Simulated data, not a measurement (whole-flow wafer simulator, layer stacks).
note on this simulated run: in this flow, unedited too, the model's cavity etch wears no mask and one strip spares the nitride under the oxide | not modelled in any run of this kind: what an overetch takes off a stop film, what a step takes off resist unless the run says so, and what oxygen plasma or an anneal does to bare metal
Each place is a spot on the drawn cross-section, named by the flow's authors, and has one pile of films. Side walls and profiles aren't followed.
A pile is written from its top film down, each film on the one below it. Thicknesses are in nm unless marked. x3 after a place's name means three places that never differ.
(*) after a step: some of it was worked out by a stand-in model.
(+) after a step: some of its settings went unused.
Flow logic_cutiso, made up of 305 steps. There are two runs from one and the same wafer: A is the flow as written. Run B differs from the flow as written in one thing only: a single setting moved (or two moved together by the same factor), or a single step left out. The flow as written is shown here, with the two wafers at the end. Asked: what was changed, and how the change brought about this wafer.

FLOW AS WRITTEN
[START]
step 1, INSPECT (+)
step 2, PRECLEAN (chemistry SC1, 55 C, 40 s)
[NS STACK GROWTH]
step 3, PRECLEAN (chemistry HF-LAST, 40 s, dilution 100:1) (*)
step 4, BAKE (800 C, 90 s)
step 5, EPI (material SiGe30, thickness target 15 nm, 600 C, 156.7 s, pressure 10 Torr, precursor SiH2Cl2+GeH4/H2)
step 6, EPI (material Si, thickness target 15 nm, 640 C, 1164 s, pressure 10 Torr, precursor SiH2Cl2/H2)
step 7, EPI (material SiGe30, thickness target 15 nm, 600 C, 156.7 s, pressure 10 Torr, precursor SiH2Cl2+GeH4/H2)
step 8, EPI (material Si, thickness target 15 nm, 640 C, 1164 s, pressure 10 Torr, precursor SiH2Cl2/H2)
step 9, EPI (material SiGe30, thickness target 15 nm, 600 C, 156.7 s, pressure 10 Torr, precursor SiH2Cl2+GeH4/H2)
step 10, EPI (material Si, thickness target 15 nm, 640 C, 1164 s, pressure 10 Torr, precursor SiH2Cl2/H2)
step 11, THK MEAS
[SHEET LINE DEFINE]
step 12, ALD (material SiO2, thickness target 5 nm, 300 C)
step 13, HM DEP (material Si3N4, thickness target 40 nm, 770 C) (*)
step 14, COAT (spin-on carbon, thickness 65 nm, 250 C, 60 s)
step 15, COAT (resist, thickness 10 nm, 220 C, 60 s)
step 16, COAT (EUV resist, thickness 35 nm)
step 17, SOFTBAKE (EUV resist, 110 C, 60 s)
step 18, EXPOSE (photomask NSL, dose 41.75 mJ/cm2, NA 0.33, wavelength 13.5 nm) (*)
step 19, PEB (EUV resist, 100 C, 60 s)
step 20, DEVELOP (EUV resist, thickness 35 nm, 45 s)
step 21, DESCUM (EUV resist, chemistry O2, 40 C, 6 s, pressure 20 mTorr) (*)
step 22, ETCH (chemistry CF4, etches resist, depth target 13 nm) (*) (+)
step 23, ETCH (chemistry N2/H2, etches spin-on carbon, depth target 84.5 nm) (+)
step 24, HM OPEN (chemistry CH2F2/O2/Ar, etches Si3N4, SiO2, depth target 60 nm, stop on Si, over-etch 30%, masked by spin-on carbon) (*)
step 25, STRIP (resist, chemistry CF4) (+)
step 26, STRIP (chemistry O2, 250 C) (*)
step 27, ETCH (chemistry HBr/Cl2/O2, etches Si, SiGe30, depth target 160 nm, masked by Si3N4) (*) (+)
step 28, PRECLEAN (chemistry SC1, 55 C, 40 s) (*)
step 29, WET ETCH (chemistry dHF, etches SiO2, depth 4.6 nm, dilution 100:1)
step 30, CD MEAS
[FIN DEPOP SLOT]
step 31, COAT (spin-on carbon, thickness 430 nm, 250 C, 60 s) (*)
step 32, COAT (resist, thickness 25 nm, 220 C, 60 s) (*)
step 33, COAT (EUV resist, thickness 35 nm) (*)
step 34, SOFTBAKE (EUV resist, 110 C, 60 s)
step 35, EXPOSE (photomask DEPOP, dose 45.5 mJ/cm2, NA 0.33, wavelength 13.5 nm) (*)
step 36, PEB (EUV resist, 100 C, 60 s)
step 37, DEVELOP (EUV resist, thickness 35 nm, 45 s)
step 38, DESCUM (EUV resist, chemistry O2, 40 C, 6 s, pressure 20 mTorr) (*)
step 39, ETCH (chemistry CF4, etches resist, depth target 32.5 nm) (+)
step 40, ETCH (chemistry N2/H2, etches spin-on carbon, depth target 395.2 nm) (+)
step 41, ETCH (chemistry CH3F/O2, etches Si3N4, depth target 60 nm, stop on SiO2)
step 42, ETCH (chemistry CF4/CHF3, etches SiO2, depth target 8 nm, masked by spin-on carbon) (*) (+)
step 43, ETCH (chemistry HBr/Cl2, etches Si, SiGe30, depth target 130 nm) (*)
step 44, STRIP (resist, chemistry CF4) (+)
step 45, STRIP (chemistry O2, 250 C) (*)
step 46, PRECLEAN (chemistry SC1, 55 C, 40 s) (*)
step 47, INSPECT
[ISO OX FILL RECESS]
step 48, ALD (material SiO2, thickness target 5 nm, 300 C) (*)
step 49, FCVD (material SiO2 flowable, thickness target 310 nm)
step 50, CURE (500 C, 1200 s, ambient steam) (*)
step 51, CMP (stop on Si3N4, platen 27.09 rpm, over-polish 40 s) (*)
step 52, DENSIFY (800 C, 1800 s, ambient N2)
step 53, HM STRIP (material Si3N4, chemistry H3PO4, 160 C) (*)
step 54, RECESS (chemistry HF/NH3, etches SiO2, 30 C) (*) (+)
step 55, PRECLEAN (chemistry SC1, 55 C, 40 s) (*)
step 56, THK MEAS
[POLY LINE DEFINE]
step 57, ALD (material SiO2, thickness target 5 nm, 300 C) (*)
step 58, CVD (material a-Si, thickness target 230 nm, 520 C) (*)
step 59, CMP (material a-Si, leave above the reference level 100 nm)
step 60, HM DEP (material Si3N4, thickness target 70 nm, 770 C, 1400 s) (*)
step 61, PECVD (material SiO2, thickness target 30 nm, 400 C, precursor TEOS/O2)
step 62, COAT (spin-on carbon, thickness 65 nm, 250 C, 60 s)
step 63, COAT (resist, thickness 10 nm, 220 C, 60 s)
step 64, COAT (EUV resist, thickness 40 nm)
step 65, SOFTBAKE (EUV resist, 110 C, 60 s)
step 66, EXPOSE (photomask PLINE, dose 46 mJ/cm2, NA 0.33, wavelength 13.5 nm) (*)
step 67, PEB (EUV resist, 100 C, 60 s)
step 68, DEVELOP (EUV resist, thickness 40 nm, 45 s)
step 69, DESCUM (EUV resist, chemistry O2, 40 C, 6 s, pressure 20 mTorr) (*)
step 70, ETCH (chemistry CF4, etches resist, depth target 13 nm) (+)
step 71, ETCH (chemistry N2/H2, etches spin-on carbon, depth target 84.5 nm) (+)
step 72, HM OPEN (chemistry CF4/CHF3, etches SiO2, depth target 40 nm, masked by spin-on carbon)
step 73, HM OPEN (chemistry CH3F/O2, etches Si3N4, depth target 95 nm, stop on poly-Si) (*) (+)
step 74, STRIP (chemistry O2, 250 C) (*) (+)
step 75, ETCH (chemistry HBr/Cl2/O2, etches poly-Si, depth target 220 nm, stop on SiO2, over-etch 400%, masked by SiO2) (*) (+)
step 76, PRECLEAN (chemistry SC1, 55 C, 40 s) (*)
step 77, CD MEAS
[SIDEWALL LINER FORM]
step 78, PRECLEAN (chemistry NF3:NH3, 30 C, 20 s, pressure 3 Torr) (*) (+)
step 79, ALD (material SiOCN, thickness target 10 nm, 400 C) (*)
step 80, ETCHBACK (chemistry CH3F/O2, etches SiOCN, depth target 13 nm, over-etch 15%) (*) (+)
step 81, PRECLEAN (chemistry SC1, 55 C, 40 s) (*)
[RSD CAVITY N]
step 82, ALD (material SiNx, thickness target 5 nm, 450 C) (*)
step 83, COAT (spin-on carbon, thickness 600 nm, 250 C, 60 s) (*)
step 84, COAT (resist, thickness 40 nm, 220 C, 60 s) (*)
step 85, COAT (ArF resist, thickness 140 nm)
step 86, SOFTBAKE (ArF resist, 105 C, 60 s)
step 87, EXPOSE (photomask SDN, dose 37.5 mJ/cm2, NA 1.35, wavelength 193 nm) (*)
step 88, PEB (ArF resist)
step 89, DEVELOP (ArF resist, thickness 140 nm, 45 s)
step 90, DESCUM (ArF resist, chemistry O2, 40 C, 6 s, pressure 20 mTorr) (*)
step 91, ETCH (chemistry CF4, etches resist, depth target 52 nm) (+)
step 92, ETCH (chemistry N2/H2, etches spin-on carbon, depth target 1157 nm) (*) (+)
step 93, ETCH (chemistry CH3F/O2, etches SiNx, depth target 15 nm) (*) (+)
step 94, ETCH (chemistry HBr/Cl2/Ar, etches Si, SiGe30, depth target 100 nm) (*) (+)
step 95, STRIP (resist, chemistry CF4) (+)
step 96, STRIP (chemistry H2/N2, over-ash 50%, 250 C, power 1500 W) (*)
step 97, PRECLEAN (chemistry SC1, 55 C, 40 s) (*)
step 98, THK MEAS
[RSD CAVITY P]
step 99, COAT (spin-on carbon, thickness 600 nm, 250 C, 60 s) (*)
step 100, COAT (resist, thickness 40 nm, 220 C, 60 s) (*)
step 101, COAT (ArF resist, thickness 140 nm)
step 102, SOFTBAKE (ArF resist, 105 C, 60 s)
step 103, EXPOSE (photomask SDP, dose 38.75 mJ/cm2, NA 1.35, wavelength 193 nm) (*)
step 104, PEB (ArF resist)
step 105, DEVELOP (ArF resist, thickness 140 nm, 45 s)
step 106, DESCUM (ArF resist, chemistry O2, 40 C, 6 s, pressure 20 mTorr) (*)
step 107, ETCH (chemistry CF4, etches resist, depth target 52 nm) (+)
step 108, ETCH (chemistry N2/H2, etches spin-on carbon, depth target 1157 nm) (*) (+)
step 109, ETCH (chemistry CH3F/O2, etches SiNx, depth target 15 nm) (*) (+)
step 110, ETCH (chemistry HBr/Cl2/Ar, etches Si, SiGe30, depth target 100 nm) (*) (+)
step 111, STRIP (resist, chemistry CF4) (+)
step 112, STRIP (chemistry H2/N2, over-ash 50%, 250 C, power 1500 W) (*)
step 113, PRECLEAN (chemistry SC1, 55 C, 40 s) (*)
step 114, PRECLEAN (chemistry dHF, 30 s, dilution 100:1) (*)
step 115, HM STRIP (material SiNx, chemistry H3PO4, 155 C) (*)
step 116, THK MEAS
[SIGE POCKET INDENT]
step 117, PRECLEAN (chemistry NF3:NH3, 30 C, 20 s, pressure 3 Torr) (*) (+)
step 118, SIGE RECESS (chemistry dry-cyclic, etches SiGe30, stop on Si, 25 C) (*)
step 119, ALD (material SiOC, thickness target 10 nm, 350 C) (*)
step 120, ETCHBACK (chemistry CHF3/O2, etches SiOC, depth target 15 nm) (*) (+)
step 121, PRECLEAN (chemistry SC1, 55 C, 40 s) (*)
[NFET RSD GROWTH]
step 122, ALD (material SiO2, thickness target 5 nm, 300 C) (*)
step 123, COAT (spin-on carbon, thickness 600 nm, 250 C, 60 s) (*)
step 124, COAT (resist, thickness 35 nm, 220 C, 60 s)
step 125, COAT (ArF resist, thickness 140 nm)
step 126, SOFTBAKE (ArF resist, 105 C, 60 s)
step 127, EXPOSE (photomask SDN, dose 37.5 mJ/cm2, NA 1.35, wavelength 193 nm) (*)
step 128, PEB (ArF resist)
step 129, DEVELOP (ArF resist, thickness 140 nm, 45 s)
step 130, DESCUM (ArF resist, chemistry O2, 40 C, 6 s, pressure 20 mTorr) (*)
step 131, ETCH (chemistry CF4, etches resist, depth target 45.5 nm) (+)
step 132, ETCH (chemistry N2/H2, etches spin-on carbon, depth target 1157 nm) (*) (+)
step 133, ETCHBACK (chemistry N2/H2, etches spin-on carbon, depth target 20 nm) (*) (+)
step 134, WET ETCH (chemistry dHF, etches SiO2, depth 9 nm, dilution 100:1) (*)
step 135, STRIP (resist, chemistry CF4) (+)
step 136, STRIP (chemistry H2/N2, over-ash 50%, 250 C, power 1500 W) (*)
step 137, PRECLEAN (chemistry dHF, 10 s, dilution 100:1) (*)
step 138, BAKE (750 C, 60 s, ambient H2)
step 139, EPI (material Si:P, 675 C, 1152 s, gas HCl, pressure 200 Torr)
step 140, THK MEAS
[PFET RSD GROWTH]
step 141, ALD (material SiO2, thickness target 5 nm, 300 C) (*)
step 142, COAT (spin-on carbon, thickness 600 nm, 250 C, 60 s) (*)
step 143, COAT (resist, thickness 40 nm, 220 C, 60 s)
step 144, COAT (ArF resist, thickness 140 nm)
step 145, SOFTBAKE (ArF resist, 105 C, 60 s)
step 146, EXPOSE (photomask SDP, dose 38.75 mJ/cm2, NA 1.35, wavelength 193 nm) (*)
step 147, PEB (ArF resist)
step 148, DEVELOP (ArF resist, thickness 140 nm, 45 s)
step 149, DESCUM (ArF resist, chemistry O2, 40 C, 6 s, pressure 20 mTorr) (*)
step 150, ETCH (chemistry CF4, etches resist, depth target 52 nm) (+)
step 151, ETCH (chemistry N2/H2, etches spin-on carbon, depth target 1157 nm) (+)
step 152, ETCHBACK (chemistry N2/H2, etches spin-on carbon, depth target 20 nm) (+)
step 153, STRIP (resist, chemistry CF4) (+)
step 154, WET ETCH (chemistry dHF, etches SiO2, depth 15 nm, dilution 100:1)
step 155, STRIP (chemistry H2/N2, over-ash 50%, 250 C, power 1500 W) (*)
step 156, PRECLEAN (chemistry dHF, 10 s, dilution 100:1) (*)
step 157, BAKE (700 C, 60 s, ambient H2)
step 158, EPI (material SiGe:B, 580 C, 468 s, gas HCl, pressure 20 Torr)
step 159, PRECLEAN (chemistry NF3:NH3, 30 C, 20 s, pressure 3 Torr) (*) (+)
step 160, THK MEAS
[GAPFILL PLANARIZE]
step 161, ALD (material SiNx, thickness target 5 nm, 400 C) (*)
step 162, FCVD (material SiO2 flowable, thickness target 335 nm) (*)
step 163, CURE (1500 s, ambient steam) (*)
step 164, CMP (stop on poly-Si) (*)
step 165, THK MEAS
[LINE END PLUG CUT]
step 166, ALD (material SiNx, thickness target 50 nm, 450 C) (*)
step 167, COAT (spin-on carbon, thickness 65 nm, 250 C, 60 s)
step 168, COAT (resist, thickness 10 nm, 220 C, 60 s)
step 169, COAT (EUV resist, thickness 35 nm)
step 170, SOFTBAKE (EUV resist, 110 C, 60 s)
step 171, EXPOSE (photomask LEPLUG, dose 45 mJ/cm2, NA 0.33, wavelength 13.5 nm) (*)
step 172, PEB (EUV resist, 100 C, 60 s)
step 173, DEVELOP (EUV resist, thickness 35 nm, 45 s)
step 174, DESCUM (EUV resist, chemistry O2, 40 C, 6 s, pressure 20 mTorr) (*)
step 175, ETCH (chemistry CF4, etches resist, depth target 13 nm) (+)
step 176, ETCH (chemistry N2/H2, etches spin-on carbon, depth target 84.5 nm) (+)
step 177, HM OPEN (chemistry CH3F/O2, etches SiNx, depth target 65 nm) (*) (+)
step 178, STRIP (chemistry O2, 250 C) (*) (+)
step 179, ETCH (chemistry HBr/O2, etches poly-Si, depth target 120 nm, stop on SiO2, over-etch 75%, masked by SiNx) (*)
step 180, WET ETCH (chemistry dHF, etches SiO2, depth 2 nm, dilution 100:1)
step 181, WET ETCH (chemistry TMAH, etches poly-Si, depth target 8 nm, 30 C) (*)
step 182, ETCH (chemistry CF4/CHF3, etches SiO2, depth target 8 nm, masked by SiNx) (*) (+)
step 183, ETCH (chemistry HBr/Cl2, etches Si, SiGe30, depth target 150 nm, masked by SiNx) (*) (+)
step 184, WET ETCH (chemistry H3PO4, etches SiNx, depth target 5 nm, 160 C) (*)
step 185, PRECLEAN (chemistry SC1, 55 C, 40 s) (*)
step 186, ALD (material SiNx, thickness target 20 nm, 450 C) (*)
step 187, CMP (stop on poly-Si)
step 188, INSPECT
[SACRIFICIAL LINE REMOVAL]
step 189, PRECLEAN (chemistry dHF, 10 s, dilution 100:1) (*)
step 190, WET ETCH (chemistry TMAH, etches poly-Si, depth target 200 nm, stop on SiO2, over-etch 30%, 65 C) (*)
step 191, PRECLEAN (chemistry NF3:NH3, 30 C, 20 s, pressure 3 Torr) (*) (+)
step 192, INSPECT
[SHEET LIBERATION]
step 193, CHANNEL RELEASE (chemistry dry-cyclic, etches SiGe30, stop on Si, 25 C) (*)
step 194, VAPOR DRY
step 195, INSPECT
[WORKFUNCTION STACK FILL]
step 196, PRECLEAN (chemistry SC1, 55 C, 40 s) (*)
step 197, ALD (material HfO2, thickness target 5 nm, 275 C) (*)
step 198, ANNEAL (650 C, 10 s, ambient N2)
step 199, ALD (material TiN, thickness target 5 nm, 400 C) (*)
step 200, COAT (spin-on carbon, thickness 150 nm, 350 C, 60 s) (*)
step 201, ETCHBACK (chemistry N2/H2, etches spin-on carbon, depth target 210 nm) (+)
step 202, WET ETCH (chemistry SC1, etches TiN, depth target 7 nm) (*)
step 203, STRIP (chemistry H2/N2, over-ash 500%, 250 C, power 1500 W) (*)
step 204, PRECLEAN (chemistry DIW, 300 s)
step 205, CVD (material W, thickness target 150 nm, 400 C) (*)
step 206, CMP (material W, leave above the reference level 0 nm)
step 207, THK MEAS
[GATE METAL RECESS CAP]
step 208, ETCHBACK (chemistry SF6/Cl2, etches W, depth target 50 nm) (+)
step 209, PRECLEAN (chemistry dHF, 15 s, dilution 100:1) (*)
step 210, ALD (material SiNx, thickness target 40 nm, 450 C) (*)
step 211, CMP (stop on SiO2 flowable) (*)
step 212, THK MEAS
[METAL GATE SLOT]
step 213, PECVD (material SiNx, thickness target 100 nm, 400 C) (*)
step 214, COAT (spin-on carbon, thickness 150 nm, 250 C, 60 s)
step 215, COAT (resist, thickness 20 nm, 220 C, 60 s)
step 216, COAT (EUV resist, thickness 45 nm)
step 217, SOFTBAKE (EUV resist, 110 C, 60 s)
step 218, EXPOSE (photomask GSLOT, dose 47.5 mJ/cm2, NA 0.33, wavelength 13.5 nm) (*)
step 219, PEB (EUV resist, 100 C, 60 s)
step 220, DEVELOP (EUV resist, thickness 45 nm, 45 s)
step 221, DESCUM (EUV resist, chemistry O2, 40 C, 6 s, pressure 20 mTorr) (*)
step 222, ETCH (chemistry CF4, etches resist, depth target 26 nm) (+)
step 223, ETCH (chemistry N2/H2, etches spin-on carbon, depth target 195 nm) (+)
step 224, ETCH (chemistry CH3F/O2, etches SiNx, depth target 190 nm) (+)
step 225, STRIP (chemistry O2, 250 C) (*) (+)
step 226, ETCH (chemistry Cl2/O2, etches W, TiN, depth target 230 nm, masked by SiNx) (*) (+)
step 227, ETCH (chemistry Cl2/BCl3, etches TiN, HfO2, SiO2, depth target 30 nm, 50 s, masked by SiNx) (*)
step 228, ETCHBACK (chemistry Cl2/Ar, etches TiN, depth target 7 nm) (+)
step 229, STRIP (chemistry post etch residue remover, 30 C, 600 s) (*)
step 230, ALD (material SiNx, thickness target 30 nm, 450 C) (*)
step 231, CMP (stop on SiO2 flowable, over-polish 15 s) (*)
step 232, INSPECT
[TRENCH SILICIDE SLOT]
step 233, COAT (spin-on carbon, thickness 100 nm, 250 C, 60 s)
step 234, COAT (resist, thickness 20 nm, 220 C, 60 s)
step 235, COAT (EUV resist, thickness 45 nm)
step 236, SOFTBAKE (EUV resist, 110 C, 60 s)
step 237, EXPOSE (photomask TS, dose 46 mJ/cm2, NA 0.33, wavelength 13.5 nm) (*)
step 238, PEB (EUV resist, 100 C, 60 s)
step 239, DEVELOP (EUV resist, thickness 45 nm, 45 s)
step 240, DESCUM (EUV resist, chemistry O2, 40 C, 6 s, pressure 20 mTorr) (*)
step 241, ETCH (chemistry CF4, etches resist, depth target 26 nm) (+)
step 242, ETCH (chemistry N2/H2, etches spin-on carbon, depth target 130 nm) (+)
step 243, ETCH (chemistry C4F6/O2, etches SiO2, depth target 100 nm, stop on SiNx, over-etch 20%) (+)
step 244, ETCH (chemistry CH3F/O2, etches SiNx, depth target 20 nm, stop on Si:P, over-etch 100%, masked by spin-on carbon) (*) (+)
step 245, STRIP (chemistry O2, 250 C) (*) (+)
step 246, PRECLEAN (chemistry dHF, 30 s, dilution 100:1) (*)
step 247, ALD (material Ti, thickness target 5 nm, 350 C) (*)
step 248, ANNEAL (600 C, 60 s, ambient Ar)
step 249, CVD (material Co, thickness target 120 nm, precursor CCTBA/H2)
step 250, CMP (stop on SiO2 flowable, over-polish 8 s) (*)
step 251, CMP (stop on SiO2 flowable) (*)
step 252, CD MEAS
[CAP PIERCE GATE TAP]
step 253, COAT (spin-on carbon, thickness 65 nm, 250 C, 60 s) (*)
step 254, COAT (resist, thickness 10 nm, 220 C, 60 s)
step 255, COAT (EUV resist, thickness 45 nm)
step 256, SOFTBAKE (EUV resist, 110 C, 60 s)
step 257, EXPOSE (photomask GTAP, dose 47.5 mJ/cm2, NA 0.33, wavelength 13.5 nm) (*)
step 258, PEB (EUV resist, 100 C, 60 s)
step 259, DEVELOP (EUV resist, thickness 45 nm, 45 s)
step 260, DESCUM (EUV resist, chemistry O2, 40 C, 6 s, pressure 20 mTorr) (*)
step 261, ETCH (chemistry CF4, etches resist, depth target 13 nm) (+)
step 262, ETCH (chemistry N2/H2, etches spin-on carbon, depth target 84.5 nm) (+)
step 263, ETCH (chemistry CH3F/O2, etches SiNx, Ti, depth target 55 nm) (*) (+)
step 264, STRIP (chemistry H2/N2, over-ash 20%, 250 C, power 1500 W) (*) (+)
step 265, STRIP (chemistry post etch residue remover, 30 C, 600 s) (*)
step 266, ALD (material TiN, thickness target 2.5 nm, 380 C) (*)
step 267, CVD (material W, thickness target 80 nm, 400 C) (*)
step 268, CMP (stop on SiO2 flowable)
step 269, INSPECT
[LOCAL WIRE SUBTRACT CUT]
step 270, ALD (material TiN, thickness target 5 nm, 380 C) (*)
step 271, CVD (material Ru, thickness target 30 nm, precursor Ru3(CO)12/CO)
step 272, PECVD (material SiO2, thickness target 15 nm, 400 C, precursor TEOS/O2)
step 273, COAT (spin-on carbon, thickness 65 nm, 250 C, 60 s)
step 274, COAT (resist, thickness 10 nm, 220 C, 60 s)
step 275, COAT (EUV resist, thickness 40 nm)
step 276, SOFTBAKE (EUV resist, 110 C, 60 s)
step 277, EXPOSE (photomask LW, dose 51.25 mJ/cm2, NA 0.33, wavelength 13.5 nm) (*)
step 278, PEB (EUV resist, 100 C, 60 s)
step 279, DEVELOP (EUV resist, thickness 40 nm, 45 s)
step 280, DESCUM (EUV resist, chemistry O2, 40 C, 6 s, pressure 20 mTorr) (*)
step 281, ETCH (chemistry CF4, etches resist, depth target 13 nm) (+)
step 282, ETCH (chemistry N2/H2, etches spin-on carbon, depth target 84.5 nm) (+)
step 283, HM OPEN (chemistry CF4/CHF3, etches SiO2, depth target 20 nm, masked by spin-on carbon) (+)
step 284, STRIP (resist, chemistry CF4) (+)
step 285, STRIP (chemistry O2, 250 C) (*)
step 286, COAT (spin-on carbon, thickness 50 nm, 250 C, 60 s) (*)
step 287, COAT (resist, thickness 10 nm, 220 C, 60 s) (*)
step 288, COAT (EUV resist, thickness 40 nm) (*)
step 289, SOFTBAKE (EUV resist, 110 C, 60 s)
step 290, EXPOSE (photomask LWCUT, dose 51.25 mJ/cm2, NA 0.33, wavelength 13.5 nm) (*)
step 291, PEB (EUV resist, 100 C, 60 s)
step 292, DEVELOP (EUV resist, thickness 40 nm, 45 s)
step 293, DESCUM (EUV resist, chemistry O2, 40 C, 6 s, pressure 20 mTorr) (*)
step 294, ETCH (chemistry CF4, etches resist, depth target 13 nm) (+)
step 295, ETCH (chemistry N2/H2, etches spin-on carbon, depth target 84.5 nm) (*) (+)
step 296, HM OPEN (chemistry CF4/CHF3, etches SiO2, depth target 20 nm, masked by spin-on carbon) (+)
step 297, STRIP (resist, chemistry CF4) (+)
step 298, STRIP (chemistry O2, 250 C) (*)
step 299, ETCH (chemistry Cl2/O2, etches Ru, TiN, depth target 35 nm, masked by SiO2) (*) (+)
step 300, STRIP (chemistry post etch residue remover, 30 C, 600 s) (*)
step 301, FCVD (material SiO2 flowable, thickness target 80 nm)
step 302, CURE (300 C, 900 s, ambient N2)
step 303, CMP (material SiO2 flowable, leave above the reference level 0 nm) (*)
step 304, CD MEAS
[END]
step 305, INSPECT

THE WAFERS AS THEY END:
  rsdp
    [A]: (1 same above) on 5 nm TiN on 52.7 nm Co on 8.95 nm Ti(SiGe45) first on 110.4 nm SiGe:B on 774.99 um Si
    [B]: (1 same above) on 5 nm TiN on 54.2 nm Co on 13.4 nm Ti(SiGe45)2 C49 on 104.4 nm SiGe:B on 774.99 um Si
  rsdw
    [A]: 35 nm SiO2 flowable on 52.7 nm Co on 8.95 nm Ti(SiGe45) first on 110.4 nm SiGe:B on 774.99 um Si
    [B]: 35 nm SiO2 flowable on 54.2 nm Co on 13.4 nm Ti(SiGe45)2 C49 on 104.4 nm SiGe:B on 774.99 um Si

Cause: step 248, ANNEAL: 720 C was run, whereas the flow has 600 C.

The path from the change to this, step by step:
  step 248, ANNEAL (600 C, 60 s, ambient Ar)
      rsdp, rsdw: A Ti(SiGe45) first gains 8.95 (new film), Ti loses 5 (all of it), SiGe:B loses 5.98 | B Ti(SiGe45)2 C49 gains 13.4 (new film), Ti loses 5 (all of it), SiGe:B loses 12
